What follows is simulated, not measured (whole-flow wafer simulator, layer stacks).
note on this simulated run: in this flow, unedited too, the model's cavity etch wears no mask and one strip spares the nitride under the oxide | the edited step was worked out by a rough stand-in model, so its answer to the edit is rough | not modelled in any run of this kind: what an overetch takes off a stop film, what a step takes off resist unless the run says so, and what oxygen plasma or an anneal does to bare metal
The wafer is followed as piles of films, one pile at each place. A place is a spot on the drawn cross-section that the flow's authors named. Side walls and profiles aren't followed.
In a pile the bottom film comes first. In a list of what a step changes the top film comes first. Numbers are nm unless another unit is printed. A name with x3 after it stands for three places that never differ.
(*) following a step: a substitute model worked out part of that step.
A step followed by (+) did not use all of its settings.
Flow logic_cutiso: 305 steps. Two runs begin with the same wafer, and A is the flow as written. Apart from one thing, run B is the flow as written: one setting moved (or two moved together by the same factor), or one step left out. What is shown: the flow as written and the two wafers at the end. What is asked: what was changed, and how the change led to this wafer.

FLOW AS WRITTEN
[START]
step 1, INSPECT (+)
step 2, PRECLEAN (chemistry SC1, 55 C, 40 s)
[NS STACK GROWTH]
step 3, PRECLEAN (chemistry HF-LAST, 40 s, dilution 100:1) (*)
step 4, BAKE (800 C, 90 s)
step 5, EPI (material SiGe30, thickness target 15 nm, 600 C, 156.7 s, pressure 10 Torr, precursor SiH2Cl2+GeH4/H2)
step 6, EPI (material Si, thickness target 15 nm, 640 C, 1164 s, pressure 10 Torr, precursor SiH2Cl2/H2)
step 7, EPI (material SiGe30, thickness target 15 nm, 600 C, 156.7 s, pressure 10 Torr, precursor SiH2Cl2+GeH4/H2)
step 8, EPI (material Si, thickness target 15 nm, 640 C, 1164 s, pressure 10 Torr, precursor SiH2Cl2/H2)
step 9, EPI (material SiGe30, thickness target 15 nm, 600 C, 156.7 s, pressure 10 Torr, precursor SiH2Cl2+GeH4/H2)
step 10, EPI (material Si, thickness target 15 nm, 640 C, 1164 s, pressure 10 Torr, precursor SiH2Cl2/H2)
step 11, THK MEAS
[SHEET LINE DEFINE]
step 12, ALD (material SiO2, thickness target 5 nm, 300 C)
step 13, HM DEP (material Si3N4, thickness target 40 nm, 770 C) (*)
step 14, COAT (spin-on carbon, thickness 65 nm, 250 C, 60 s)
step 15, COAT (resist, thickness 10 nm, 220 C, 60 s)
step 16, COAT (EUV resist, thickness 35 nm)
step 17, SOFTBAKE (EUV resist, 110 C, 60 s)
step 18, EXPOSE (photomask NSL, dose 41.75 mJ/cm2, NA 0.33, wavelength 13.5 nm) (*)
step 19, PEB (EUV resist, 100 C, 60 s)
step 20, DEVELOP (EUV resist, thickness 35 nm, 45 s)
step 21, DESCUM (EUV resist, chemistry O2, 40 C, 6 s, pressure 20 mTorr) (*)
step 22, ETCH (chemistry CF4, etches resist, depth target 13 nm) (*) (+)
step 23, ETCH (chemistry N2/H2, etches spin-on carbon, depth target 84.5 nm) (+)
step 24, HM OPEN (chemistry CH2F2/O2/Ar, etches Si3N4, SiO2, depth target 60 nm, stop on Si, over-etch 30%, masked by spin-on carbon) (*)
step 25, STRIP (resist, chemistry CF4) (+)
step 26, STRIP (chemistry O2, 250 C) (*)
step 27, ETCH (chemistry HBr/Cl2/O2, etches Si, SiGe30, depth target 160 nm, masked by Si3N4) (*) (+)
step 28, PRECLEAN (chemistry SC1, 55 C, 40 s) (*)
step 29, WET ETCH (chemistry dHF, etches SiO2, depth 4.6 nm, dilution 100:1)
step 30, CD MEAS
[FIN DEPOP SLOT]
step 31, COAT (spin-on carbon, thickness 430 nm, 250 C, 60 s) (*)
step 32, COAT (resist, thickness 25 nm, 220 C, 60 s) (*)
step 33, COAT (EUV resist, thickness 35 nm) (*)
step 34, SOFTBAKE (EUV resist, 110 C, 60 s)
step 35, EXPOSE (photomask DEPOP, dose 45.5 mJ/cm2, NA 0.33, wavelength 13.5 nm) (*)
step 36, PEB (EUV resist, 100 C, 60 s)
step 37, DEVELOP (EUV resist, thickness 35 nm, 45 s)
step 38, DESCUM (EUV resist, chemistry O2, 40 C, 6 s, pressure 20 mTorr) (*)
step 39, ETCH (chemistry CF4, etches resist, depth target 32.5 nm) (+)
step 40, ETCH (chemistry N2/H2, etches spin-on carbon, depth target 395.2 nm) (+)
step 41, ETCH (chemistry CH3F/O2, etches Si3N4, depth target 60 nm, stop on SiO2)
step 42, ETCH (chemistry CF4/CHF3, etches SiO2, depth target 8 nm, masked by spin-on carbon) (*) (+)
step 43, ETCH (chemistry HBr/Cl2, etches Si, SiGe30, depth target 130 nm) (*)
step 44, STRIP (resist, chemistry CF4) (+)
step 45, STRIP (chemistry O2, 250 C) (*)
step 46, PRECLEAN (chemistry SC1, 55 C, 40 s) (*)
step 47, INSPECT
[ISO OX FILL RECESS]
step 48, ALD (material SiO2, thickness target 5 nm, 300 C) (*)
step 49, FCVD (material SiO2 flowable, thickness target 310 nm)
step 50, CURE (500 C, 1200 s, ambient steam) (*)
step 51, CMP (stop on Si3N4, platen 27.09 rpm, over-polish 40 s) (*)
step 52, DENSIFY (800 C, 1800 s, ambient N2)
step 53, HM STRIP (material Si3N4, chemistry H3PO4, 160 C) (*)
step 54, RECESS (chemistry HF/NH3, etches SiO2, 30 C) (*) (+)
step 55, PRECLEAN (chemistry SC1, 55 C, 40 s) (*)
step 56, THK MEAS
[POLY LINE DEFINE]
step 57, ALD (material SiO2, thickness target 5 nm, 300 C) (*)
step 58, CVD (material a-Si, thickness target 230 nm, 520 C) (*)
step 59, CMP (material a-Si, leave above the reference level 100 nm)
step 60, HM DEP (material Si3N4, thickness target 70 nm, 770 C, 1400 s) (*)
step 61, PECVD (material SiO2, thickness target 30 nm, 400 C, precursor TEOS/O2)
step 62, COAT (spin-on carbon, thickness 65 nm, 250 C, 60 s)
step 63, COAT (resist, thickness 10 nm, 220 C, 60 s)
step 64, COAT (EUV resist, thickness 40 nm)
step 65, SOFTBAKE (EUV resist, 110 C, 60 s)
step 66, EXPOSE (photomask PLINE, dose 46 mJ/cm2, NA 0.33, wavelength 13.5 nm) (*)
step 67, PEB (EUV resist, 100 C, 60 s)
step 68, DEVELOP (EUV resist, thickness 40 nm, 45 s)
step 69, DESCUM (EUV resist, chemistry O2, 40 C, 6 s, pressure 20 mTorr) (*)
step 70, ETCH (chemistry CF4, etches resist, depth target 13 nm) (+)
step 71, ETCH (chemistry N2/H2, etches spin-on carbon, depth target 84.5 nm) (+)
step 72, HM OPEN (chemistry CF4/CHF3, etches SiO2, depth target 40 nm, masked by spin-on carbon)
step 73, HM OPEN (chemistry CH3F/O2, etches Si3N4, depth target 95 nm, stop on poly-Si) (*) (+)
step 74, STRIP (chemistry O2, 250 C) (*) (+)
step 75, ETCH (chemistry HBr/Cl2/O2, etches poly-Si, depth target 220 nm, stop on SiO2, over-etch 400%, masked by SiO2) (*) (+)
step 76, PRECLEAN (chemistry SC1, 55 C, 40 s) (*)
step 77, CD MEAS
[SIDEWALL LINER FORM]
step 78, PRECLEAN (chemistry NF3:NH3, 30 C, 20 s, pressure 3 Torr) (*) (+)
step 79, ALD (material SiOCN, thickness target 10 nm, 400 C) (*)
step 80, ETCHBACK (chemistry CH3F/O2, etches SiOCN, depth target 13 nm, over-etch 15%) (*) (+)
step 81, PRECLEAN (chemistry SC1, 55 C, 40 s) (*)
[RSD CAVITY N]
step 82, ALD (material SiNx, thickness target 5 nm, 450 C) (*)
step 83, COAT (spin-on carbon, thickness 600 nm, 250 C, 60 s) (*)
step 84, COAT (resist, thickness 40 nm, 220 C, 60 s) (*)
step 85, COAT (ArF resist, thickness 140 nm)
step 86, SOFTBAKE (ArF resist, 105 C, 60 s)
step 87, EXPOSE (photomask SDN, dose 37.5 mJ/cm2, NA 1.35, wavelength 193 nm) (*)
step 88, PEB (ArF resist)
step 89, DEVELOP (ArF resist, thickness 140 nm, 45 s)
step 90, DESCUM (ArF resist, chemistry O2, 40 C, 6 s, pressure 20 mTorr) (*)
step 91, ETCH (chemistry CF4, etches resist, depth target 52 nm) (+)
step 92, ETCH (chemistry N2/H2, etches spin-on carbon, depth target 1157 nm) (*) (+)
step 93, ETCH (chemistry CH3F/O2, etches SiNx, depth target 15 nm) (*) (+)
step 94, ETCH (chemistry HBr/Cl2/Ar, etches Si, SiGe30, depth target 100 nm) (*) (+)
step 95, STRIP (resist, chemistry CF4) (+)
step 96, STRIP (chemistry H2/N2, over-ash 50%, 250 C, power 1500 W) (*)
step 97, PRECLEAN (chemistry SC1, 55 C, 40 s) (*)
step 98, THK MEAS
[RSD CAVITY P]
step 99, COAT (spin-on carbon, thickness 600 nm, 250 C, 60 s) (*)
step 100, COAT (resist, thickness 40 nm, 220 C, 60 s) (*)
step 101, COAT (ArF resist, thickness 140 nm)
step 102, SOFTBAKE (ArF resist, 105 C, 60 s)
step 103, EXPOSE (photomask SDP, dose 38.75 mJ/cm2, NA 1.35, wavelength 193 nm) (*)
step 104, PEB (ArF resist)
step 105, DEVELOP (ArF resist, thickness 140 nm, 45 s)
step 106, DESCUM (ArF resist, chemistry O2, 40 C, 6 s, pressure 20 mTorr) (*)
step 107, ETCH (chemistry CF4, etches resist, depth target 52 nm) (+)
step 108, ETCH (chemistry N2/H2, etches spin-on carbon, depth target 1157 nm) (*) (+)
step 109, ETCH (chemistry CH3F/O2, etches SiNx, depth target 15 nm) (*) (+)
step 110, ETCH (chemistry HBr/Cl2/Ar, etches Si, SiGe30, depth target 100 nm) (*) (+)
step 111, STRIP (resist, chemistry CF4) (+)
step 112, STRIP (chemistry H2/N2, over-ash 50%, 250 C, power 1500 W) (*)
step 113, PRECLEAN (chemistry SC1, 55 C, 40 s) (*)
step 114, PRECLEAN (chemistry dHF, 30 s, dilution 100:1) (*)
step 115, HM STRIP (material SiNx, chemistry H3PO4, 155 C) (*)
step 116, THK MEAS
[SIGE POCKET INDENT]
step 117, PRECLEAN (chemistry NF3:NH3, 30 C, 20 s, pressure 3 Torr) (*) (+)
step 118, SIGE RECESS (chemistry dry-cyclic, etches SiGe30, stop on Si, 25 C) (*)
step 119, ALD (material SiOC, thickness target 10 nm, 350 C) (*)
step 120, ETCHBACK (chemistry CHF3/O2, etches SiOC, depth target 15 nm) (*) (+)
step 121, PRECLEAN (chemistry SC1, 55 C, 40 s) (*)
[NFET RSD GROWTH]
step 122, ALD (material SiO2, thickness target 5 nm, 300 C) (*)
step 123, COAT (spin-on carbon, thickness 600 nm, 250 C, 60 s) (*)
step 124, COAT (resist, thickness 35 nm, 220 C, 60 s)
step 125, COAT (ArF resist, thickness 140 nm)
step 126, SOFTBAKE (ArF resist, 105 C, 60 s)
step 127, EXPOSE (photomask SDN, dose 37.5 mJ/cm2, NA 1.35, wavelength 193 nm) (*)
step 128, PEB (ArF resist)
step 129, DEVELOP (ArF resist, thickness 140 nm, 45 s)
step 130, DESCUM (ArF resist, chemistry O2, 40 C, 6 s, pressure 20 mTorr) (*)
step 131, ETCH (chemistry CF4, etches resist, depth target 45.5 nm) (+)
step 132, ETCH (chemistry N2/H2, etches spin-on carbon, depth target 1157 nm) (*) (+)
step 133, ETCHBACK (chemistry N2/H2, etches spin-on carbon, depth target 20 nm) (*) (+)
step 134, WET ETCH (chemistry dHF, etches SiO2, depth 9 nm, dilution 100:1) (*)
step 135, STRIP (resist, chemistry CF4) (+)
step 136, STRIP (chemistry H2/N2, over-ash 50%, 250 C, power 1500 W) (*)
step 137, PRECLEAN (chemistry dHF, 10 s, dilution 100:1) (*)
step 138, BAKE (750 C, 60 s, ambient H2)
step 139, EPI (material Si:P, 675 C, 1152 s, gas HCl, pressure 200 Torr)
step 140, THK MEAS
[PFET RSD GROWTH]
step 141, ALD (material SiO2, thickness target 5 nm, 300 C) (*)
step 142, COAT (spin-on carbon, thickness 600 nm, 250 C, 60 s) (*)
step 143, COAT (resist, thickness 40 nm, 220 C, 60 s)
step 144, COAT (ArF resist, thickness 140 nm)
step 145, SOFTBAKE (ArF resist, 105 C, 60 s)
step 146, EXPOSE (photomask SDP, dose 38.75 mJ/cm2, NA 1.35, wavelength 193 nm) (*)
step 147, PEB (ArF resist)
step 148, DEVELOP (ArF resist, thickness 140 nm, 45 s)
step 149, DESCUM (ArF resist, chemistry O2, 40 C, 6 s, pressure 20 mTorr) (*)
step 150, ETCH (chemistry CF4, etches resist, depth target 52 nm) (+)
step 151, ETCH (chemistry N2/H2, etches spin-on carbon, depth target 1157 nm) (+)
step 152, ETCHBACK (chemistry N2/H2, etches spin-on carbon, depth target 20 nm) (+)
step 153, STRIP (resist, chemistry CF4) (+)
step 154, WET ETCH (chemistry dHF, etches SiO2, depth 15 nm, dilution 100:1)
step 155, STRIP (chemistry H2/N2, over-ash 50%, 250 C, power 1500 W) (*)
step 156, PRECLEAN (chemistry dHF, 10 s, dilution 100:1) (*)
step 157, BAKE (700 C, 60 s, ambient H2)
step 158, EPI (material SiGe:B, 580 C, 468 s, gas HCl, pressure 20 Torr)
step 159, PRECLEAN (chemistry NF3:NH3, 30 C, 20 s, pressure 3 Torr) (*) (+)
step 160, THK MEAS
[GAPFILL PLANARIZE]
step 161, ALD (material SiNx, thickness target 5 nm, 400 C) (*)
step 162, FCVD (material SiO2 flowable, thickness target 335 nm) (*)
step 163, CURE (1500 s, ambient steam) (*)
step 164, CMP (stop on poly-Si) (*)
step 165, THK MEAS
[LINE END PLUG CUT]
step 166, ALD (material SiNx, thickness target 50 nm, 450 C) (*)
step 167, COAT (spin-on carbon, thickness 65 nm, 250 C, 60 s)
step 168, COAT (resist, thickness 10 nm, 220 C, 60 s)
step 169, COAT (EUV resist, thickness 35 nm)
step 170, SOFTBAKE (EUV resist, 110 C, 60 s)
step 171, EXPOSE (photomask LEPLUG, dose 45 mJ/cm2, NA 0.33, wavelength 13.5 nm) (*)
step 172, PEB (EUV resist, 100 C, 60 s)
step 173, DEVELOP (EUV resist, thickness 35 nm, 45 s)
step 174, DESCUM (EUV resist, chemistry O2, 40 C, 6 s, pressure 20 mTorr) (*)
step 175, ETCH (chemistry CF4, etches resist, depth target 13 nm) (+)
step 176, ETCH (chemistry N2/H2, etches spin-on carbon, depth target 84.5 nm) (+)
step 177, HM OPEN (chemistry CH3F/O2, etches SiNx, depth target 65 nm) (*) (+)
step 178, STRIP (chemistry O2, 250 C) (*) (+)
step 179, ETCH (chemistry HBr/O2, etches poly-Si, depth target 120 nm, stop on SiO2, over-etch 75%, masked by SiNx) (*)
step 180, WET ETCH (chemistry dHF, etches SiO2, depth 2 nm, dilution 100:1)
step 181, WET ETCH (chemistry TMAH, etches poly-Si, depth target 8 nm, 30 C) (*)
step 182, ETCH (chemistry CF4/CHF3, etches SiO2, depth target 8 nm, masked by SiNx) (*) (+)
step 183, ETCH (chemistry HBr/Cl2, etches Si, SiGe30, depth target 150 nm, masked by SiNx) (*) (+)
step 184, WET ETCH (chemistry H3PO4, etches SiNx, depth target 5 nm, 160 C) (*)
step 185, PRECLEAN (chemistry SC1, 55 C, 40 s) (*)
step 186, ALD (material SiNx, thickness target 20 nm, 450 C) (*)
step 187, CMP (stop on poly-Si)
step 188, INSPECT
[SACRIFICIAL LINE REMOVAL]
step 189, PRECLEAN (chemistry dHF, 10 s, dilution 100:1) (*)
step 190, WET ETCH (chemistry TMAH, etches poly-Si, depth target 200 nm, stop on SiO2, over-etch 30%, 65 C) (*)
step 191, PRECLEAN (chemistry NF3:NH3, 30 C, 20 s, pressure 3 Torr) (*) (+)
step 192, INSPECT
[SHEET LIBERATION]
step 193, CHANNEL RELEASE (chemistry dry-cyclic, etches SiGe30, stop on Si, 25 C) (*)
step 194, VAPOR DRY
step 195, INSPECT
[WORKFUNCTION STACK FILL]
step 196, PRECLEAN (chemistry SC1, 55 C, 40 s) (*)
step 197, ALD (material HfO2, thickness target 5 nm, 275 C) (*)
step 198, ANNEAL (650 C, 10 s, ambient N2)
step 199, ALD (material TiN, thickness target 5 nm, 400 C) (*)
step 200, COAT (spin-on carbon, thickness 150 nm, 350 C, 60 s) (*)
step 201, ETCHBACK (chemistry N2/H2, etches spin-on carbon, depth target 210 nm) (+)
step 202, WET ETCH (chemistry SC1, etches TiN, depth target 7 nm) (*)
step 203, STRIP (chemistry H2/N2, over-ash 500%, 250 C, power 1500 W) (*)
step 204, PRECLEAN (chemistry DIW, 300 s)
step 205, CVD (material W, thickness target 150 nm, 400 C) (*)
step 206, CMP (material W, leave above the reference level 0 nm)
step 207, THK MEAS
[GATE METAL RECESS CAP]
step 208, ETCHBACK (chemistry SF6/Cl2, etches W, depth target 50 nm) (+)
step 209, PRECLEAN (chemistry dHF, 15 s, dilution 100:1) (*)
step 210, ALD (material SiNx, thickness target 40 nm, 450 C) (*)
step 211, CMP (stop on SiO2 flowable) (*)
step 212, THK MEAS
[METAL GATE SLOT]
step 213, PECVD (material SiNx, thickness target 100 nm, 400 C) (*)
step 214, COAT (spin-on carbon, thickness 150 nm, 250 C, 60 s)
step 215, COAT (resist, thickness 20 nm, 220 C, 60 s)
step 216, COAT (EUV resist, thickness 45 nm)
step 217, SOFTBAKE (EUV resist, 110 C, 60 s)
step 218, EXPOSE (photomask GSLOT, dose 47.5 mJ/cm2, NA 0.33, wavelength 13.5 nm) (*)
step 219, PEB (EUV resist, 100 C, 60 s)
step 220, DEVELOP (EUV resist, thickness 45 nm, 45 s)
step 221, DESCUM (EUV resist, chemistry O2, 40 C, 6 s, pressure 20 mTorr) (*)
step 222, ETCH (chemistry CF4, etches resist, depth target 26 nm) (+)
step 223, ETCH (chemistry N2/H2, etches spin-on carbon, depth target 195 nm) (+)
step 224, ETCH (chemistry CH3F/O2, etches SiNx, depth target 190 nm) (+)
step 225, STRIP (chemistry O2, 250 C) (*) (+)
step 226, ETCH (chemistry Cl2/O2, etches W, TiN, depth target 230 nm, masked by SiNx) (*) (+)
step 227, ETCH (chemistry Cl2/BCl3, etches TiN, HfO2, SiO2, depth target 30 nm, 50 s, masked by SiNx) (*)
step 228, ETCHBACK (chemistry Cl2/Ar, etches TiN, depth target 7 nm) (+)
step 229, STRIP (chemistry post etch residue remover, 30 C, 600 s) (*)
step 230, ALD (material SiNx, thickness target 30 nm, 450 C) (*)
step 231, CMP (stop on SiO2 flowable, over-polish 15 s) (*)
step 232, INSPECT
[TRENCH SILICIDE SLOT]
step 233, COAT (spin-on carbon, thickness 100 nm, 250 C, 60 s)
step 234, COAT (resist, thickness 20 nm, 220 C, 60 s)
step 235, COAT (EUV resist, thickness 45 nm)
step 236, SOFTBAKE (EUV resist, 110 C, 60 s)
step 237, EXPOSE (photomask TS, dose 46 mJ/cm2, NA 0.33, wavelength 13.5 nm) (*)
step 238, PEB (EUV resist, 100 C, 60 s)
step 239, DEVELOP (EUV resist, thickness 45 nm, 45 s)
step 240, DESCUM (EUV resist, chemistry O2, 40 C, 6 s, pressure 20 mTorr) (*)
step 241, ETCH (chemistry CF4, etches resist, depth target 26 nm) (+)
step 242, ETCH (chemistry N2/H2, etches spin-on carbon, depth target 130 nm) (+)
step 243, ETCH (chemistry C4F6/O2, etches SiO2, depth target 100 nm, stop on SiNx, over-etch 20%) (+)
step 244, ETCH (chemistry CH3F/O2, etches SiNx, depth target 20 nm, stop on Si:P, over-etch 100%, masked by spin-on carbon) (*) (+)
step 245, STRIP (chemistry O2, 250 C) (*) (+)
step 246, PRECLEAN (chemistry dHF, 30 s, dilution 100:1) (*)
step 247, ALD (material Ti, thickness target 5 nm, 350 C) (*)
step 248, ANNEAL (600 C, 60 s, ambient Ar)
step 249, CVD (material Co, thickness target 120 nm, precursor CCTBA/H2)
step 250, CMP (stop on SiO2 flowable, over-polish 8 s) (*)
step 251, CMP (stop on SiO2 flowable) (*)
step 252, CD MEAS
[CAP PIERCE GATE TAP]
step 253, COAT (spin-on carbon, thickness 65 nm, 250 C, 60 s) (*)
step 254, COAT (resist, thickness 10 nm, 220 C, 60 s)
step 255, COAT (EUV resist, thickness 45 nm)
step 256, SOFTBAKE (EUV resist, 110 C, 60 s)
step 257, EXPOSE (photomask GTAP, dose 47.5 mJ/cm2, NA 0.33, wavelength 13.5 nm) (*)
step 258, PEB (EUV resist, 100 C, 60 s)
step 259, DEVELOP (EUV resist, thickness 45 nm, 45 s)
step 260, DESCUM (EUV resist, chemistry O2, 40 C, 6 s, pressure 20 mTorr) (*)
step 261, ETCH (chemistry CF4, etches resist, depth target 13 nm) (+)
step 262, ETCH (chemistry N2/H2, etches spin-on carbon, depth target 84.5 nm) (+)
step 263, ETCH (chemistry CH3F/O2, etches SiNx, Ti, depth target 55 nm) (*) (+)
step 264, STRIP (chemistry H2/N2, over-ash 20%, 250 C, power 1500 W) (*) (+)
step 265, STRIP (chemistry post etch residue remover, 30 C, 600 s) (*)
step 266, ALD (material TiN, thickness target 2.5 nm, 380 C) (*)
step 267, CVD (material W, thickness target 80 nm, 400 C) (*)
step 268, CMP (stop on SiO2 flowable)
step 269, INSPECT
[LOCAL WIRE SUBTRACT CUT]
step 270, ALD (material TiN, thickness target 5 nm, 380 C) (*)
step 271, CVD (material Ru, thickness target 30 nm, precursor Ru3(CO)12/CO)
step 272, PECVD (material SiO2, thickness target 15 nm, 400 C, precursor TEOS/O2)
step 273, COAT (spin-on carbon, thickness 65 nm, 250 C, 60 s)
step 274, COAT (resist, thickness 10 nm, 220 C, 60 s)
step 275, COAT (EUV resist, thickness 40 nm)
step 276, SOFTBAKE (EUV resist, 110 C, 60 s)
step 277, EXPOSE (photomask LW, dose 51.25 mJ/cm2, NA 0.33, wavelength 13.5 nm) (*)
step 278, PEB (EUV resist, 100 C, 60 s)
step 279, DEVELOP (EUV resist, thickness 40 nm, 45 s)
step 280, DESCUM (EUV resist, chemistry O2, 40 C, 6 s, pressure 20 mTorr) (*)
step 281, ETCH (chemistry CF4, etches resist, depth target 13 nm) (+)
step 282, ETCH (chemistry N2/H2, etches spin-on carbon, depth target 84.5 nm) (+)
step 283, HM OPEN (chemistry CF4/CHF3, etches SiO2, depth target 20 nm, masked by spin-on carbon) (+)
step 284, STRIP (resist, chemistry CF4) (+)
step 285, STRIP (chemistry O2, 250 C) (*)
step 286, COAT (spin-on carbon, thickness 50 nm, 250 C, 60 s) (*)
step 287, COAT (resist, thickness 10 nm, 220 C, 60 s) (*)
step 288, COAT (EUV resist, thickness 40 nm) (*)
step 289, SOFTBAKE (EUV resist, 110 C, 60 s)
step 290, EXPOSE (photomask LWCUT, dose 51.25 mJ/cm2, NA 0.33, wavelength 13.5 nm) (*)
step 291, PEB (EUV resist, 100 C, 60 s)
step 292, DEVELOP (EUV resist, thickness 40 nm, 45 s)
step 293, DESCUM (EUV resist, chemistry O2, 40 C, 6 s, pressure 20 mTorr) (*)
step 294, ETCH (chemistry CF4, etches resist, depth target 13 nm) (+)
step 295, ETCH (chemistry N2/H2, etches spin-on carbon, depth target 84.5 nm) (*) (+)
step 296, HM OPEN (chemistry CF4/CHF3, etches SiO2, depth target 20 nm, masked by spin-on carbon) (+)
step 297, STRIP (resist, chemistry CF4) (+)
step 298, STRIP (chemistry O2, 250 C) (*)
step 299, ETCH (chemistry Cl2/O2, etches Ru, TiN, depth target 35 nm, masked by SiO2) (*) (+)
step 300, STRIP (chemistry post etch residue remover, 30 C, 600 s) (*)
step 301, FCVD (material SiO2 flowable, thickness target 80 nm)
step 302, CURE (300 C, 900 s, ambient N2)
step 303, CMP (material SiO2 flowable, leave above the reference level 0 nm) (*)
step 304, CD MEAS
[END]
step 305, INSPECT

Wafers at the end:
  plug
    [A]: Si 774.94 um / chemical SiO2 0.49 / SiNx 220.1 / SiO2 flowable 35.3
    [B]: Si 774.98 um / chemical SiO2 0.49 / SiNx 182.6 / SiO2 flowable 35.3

Cause: step 183, ETCH: depth target 112.5 nm was run, while the flow as written has depth target 150 nm.

Step by step, how the change led to this:
  step 183, ETCH (chemistry HBr/Cl2, etches Si, SiGe30, depth target 150 nm, masked by SiNx) (*) (+)
      depop, dpovl, gfld and 18 more: A SiNx loses 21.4 | B SiNx loses 16.1
      plug: A Si loses 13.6 (all of it), SiGe30 loses 15 (all of it), Si loses 15 (all of it), SiGe30 loses 15 (all of it), Si loses 15 (all of it), SiGe30 loses 15 (all of it), Si loses 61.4 | B Si loses 13.6 (all of it), SiGe30 loses 15 (all of it), Si loses 15 (all of it), SiGe30 loses 15 (all of it), Si loses 15 (all of it), SiGe30 loses 15 (all of it), Si loses 23.9
  step 186, ALD (material SiNx, thickness target 20 nm, 450 C) (*)
      plug: A SiNx gains 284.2 (new film) | B SiNx gains 252 (new film)
  step 187, CMP (stop on poly-Si)
      depop, dpovl, gfld and 18 more: A SiNx loses 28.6 (all of it) | B SiNx loses 33.9 (all of it)
      plug: A SiNx loses 28.6 | B SiNx loses 33.9
